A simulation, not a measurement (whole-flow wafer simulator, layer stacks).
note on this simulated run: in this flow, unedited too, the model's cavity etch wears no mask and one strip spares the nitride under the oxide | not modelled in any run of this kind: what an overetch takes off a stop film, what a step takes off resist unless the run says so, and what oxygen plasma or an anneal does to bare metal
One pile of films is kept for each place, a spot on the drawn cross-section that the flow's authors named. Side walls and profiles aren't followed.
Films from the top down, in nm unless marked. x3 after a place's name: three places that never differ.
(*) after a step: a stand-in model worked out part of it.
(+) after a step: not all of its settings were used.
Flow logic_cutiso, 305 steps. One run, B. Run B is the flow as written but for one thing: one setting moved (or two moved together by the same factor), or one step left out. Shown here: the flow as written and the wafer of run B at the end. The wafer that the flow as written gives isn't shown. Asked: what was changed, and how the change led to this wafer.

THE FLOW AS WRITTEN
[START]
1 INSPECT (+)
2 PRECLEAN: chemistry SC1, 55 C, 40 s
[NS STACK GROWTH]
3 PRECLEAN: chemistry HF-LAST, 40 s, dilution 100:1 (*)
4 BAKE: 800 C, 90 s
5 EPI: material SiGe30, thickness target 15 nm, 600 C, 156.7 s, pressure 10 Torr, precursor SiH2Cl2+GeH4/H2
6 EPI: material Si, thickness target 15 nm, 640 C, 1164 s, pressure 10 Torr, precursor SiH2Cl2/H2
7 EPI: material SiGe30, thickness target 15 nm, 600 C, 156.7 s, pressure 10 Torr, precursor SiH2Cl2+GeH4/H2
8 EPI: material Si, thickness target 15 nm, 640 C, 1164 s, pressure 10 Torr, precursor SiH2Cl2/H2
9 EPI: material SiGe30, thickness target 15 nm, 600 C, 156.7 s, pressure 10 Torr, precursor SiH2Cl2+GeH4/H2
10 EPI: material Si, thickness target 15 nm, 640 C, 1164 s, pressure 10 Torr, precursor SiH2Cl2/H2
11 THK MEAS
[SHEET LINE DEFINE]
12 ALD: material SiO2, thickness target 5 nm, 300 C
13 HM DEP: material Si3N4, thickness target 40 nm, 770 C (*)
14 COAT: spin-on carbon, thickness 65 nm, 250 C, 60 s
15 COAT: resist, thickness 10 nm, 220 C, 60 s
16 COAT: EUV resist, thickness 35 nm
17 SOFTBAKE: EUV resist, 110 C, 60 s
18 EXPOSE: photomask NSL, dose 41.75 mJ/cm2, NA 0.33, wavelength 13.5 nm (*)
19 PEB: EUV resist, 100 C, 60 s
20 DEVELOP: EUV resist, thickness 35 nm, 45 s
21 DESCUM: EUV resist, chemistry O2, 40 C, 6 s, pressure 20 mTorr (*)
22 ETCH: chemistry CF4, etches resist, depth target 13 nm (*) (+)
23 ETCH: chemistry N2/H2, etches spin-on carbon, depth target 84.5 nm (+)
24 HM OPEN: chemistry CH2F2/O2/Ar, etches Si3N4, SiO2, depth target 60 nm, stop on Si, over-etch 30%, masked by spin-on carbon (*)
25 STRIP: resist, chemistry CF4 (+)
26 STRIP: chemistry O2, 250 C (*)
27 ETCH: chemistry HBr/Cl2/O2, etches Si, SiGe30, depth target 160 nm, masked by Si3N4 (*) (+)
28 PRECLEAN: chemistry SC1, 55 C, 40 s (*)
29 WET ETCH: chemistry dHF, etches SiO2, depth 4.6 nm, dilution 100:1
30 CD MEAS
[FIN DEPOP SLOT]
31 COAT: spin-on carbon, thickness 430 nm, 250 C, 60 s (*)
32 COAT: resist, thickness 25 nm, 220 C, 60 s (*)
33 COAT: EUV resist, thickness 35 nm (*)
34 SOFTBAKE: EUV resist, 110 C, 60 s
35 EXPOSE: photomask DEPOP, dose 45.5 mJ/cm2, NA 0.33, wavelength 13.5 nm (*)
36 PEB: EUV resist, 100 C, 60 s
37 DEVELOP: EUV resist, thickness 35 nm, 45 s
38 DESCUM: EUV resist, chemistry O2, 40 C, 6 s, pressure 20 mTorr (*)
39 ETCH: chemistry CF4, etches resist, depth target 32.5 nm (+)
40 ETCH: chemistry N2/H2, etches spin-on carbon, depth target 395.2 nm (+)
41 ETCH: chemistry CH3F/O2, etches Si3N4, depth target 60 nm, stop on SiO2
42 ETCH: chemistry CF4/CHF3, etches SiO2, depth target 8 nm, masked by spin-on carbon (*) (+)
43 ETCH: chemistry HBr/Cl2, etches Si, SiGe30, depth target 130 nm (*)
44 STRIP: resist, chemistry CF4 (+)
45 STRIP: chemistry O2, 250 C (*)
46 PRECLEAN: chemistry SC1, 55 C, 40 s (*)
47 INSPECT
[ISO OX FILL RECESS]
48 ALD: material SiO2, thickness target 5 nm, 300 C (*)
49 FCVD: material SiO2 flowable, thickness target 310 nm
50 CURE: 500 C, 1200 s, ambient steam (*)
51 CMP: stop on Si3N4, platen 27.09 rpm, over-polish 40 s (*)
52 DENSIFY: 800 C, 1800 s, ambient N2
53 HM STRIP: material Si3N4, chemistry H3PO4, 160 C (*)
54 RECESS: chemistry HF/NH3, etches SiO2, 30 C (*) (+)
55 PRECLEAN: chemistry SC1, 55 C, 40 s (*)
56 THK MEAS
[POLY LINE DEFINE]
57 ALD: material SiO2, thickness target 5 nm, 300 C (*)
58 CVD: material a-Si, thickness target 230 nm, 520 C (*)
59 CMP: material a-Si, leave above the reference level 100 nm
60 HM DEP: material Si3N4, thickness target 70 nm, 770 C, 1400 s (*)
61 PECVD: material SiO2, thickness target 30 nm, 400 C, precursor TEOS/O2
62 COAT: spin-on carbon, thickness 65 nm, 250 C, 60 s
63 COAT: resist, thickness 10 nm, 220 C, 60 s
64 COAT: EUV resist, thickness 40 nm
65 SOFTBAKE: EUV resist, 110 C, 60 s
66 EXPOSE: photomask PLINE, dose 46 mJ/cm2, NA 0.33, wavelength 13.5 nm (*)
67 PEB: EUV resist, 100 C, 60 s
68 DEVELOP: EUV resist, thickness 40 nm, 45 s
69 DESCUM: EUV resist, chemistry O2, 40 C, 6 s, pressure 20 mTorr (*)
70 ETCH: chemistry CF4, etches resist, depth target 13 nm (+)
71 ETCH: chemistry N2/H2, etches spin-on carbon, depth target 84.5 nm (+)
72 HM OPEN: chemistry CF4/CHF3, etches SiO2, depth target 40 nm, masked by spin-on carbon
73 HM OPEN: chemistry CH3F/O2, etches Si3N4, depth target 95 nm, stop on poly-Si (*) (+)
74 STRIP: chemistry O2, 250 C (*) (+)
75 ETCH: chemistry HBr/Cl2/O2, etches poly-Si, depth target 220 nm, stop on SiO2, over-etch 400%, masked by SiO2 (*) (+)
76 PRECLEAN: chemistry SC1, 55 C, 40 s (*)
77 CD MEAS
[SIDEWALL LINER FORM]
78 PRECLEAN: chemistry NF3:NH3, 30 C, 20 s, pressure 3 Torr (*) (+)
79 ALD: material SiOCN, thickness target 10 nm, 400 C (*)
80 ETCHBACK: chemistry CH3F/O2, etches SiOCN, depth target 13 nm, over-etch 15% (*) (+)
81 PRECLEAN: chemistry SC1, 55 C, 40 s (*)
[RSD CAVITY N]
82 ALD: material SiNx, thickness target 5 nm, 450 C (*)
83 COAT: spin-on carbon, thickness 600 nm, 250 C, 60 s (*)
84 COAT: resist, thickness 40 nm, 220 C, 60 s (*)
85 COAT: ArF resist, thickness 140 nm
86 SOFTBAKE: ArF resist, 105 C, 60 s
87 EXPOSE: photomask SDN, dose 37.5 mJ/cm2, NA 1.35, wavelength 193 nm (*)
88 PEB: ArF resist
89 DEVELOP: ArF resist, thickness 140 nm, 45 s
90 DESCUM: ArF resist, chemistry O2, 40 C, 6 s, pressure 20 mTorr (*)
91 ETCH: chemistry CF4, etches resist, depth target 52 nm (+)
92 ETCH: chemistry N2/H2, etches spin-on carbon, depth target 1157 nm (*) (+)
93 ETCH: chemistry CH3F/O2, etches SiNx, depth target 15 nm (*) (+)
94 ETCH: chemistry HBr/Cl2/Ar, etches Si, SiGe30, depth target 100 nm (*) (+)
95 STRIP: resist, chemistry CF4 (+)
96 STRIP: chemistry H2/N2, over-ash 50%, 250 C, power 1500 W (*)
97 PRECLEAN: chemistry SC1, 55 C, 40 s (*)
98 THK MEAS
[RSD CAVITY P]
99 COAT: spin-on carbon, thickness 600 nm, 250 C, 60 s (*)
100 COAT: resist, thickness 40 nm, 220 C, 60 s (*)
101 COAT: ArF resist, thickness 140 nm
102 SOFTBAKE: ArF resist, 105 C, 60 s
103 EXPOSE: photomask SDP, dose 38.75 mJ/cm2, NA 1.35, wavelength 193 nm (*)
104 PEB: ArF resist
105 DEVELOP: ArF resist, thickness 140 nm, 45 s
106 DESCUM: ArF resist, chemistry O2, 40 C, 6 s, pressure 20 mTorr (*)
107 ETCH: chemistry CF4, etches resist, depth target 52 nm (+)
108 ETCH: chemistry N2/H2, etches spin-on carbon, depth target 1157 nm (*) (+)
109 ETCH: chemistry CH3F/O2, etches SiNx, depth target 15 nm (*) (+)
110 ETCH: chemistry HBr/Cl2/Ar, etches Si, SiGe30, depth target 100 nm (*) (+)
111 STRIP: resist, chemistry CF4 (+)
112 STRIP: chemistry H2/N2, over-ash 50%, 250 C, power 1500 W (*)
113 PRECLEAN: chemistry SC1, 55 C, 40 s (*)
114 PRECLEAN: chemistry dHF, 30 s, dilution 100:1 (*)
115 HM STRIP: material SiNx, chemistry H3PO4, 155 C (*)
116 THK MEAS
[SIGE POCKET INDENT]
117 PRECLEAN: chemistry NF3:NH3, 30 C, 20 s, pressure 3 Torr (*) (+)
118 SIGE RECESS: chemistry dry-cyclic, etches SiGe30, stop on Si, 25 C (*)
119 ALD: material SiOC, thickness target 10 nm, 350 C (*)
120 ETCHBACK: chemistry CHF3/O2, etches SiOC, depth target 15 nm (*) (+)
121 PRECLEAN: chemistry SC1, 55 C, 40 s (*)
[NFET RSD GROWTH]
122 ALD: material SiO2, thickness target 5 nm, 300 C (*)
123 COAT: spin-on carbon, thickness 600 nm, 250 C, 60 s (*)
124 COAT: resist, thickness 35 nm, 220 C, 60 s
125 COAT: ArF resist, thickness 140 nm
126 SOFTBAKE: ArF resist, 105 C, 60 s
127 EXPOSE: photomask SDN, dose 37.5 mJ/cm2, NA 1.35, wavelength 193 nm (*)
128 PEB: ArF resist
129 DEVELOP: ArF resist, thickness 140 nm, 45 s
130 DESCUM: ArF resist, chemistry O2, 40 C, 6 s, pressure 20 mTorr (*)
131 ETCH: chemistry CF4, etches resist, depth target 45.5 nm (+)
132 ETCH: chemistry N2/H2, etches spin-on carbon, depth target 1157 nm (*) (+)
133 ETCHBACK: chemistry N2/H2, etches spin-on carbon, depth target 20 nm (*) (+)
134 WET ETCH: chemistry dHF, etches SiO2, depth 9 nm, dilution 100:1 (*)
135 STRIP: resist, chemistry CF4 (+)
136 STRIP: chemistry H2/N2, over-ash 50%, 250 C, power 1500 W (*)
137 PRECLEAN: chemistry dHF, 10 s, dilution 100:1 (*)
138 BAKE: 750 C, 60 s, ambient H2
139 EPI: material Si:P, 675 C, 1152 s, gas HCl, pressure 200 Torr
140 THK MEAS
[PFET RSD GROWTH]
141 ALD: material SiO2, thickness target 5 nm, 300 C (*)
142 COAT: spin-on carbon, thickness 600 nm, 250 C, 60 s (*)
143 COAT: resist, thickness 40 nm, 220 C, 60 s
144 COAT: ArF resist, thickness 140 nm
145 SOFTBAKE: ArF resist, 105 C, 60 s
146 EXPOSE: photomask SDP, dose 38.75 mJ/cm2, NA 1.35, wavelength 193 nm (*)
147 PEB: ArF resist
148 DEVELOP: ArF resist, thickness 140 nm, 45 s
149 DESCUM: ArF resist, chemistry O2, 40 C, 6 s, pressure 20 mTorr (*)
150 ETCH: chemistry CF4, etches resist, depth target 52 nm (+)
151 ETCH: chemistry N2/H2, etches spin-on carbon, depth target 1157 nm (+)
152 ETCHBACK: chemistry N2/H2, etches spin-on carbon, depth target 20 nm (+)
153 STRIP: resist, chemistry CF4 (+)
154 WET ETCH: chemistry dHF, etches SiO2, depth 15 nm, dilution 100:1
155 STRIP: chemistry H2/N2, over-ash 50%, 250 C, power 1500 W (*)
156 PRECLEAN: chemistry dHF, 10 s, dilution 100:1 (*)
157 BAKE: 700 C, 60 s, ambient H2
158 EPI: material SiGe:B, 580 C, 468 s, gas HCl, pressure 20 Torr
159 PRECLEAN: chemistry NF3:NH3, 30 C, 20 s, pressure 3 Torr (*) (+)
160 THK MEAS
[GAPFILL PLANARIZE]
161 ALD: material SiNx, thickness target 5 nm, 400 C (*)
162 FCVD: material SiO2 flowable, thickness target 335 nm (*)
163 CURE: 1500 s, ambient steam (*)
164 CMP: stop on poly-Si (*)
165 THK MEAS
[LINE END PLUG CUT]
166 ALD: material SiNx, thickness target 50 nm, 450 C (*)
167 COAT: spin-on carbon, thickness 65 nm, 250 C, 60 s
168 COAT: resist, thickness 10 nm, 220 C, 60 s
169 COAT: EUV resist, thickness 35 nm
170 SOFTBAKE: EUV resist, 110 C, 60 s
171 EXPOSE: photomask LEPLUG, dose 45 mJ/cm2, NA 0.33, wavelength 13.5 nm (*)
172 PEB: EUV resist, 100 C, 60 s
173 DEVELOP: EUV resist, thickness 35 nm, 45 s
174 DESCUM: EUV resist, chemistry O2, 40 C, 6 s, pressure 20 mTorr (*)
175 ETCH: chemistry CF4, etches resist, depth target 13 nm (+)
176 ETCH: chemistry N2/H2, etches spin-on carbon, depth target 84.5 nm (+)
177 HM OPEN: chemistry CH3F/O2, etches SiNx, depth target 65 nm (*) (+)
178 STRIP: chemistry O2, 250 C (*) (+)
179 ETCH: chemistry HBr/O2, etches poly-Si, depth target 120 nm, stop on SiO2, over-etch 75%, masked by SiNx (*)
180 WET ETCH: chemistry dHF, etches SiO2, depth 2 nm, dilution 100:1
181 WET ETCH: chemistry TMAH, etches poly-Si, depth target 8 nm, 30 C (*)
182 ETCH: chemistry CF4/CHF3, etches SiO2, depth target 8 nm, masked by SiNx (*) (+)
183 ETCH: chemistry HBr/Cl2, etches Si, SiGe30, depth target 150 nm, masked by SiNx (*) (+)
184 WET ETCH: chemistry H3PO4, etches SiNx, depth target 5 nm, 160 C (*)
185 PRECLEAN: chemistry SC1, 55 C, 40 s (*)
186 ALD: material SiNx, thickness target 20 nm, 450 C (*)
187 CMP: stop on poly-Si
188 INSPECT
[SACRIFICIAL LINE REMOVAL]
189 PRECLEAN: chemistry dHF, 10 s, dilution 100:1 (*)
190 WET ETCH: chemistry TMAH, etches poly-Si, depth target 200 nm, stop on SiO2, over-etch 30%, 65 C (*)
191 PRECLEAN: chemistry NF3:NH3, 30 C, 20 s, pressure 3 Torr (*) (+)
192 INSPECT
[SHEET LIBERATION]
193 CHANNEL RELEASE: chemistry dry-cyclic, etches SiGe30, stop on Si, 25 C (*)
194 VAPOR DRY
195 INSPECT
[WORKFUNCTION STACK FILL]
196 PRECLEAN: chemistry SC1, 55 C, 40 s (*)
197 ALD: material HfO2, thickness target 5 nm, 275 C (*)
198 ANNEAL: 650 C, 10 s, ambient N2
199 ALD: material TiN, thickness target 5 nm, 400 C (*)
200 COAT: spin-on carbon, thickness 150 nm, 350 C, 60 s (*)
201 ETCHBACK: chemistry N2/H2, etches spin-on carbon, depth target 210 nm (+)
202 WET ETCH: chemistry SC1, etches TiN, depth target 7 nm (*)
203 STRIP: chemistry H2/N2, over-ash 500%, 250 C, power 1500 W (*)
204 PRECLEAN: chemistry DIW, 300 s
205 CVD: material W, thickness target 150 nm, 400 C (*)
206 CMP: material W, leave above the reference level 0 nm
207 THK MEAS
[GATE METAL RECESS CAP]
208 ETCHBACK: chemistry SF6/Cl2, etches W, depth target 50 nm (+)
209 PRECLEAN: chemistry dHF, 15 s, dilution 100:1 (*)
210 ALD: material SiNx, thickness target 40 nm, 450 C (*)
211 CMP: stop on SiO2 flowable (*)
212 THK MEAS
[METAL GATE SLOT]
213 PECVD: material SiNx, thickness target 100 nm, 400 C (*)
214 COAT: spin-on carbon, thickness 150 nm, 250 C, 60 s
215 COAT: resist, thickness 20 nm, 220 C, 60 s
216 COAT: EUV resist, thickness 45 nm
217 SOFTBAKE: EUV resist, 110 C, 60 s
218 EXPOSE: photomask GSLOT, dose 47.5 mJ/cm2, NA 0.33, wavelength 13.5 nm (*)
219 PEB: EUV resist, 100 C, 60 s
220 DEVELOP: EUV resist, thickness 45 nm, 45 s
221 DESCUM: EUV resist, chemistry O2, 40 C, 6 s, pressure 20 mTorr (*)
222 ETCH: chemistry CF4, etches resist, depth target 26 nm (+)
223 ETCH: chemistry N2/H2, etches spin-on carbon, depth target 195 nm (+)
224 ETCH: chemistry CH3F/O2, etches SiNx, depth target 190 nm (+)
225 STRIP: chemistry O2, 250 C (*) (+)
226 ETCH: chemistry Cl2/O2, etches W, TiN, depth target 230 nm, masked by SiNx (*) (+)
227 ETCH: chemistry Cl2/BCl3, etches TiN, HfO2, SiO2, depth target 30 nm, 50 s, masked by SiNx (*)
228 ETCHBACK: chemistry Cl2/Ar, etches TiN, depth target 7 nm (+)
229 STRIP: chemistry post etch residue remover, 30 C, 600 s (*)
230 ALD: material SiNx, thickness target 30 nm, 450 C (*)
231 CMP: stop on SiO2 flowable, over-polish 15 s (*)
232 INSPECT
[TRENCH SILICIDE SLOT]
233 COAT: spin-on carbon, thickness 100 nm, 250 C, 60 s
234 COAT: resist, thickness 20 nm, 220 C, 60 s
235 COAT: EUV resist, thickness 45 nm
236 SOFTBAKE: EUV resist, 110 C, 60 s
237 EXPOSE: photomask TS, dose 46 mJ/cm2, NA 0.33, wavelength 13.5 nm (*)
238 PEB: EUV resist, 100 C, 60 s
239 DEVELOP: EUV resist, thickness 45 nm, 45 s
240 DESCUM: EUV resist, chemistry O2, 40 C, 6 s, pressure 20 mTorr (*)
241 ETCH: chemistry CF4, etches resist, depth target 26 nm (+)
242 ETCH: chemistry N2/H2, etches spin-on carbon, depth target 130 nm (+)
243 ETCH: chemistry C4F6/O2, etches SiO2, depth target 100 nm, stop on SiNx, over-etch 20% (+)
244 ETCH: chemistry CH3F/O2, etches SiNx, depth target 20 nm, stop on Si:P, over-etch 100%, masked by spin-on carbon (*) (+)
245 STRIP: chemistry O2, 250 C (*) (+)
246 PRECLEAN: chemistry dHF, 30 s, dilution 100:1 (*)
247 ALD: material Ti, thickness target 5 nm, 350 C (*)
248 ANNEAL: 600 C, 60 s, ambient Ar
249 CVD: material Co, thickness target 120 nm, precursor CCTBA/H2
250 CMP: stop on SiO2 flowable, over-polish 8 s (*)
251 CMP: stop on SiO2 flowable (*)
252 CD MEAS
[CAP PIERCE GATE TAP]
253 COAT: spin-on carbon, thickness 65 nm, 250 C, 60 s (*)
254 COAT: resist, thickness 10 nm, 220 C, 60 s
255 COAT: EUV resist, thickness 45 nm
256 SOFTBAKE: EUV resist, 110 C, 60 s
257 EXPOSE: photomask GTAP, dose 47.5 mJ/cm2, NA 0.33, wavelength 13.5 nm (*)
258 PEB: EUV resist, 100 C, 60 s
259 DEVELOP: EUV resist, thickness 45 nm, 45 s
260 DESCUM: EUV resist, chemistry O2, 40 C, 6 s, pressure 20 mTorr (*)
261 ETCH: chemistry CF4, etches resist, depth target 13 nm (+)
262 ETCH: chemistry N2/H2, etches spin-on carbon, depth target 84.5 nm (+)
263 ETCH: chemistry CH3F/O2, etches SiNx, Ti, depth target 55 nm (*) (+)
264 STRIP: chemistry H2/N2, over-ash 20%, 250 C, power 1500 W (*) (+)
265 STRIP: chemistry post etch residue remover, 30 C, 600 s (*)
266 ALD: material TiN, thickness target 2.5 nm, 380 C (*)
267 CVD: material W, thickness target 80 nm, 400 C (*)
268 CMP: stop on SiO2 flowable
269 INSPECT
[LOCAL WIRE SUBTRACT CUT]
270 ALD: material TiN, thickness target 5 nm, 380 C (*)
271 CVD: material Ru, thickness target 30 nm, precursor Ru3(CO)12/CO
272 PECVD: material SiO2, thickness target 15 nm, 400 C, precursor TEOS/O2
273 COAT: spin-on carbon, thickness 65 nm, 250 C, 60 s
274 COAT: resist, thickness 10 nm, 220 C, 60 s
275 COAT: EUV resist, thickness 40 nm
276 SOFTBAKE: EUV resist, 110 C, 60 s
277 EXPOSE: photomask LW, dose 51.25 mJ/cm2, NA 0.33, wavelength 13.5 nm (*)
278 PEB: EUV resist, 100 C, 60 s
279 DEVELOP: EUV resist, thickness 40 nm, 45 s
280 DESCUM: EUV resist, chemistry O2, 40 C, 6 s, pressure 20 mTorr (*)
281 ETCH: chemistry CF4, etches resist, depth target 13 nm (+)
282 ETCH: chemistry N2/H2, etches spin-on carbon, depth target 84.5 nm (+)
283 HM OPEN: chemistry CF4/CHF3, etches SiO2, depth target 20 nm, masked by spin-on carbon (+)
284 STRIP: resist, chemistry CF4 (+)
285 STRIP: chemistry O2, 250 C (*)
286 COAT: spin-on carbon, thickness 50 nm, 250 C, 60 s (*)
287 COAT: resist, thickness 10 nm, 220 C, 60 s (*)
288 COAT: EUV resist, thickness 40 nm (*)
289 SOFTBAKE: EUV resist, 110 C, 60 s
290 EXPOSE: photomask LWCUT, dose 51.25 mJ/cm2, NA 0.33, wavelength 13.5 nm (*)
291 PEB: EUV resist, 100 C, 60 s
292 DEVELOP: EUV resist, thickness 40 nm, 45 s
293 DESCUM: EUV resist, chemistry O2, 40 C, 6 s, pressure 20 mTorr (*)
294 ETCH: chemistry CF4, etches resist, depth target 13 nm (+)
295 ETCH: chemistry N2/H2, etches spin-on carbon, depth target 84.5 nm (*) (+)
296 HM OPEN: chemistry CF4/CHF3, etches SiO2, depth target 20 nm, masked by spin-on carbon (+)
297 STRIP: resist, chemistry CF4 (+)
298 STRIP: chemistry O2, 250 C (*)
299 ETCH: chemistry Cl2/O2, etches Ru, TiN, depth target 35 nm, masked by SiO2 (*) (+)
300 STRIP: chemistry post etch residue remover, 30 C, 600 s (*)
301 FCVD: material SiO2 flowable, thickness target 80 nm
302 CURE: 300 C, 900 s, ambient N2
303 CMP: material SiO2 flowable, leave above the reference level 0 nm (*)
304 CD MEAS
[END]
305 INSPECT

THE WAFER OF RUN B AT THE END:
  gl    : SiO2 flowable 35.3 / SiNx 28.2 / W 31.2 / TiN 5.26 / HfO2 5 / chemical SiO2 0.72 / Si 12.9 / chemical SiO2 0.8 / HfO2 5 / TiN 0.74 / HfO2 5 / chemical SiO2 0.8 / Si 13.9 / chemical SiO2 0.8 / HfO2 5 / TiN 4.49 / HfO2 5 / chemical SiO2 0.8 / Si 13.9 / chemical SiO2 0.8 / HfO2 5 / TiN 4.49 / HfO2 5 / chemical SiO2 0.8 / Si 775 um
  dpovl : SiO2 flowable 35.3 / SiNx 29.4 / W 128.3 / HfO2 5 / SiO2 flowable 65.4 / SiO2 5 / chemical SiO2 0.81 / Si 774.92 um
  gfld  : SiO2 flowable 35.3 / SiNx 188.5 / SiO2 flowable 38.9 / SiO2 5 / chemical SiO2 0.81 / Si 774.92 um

The cause: step 9, EPI: 117.5 s was run, where the flow has 156.7 s.

How the change led to this, step by step:
  9 EPI: material SiGe30, thickness target 15 nm, 600 C, 156.7 s, pressure 10 Torr, precursor SiH2Cl2+GeH4/H2
      depop, dpovl, gfld and 19 more: SiGe30 +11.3 (new film) (as written it would be: SiGe30 +15 (new film))
  27 ETCH: chemistry HBr/Cl2/O2, etches Si, SiGe30, depth target 160 nm, masked by Si3N4 (*) (+)
      gfld, gxf, iso, lnri: chemical SiO2 -0.79 (all of it), Si -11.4 (all of it), SiGe30 -11.3 (all of it), Si -15 (all of it), SiGe30 -15 (all of it), Si -15 (all of it), SiGe30 -15 (all of it), Si -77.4 (as written it would be: chemical SiO2 -0.79 (all of it), Si -11.4 (all of it), SiGe30 -15 (all of it), Si -15 (all of it), SiGe30 -15 (all of it), Si -15 (all of it), SiGe30 -15 (all of it), Si -73.6)
      dpovl, nsgap: chemical SiO2 -0.79 (all of it), Si -11.8 (all of it), SiGe30 -11.3 (all of it), Si -15 (all of it), SiGe30 -15 (all of it), Si -15 (all of it), SiGe30 -15 (all of it), Si -77 (as written it would be: chemical SiO2 -0.79 (all of it), Si -11.8 (all of it), SiGe30 -15 (all of it), Si -15 (all of it), SiGe30 -15 (all of it), Si -15 (all of it), SiGe30 -15 (all of it), Si -73.2)
      (and at 1 more place)
  43 ETCH: chemistry HBr/Cl2, etches Si, SiGe30, depth target 130 nm (*)
      depop: Si -14 (all of it), SiGe30 -11.3 (all of it), Si -15 (all of it), SiGe30 -15 (all of it), Si -15 (all of it), SiGe30 -15 (all of it), Si -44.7 (as written it would be: Si -14 (all of it), SiGe30 -15 (all of it), Si -15 (all of it), SiGe30 -15 (all of it), Si -15 (all of it), SiGe30 -15 (all of it), Si -41)
  94 ETCH: chemistry HBr/Cl2/Ar, etches Si, SiGe30, depth target 100 nm (*) (+)
      rsdn, rsdx: chemical SiO2 -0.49 (all of it), Si -12.8 (all of it), SiGe30 -11.3 (all of it), Si -15 (all of it), SiGe30 -15 (all of it), Si -15 (all of it), SiGe30 -15 (all of it), Si -15.9 (as written it would be: chemical SiO2 -0.49 (all of it), Si -12.8 (all of it), SiGe30 -15 (all of it), Si -15 (all of it), SiGe30 -15 (all of it), Si -15 (all of it), SiGe30 -15 (all of it), Si -12.2)
  110 ETCH: chemistry HBr/Cl2/Ar, etches Si, SiGe30, depth target 100 nm (*) (+)
      rsdp, rsdw: chemical SiO2 -0.49 (all of it), Si -12.8 (all of it), SiGe30 -11.3 (all of it), Si -15 (all of it), SiGe30 -15 (all of it), Si -15 (all of it), SiGe30 -15 (all of it), Si -15.9 (as written it would be: chemical SiO2 -0.49 (all of it), Si -12.8 (all of it), SiGe30 -15 (all of it), Si -15 (all of it), SiGe30 -15 (all of it), Si -15 (all of it), SiGe30 -15 (all of it), Si -12.2)
  118 SIGE RECESS: chemistry dry-cyclic, etches SiGe30, stop on Si, 25 C (*)
      lnr, lnrp, lnrt: SiOCN -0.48, Si -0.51, cavity +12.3 (new film), SiGe30 -11.3 (all of it), Si -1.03, cavity +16 (new film), SiGe30 -15 (all of it), Si -1.03, cavity +16 (new film), SiGe30 -15 (all of it), Si -0.51 (as written it would be: SiOCN -0.48, Si -0.51, cavity +16 (new film), SiGe30 -15 (all of it), Si -1.03, cavity +16 (new film), SiGe30 -15 (all of it), Si -1.03, cavity +16 (new film), SiGe30 -15 (all of it), Si -0.51)
  119 ALD: material SiOC, thickness target 10 nm, 350 C (*)
      lnr, lnrp, lnrt: SiOC +10 (new film), SiOC +12.3 (new film), cavity -12.3 (all of it), SiOC +16 (new film), cavity -16 (all of it), SiOC +16 (new film), cavity -16 (all of it) (as written it would be: SiOC +10 (new film), SiOC +16 (new film), cavity -16 (all of it), SiOC +16 (new film), cavity -16 (all of it), SiOC +16 (new film), cavity -16 (all of it))
  183 ETCH: chemistry HBr/Cl2, etches Si, SiGe30, depth target 150 nm, masked by SiNx (*) (+)
      plug: Si -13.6 (all of it), SiGe30 -11.3 (all of it), Si -15 (all of it), SiGe30 -15 (all of it), Si -15 (all of it), SiGe30 -15 (all of it), Si -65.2 (as written it would be: Si -13.6 (all of it), SiGe30 -15 (all of it), Si -15 (all of it), SiGe30 -15 (all of it), Si -15 (all of it), SiGe30 -15 (all of it), Si -61.4)
  193 CHANNEL RELEASE: chemistry dry-cyclic, etches SiGe30, stop on Si, 25 C (*)
      gl, glp, gxn, gxp, ns, tap: chemical SiO2 +0.8 (new film), Si -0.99, chemical SiO2 +0.8 (new film), cavity +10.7 (new film), chemical SiO2 +0.8 (new film), SiGe30 -11.3 (all of it), Si -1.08, chemical SiO2 +0.8 (new film), cavity +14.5 (new film), chemical SiO2 +0.8 (new film), SiGe30 -15 (all of it), Si -1.08, chemical SiO2 +0.8 (new film), cavity +14.5 (new film), chemical SiO2 +0.8 (new film), SiGe30 -15 (all of it), Si -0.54 (as written it would be: chemical SiO2 +0.8 (new film), Si -0.99, chemical SiO2 +0.8 (new film), cavity +14.5 (new film), chemical SiO2 +0.8 (new film), SiGe30 -15 (all of it), Si -1.08, chemical SiO2 +0.8 (new film), cavity +14.5 (new film), chemical SiO2 +0.8 (new film), SiGe30 -15 (all of it), Si -1.08, chemical SiO2 +0.8 (new film), cavity +14.5 (new film), chemical SiO2 +0.8 (new film), SiGe30 -15 (all of it), Si -0.54)
  199 ALD: material TiN, thickness target 5 nm, 400 C (*)
      gl, glp, tap: TiN +5.26 (new film), TiN +0.74 (new film), cavity -0.74 (all of it), TiN +4.49 (new film), cavity -4.49 (all of it), TiN +4.49 (new film), cavity -4.49 (all of it) (as written it would be: TiN +5.26 (new film), TiN +4.49 (new film), cavity -4.49 (all of it), TiN +4.49 (new film), cavity -4.49 (all of it), TiN +4.49 (new film), cavity -4.49 (all of it))
      gxn, gxp, ns: TiN +5 (new film), TiN +0.74 (new film), cavity -0.74 (all of it), TiN +4.49 (new film), cavity -4.49 (all of it), TiN +4.49 (new film), cavity -4.49 (all of it) (as written it would be: TiN +5 (new film), TiN +4.49 (new film), cavity -4.49 (all of it), TiN +4.49 (new film), cavity -4.49 (all of it), TiN +4.49 (new film), cavity -4.49 (all of it))
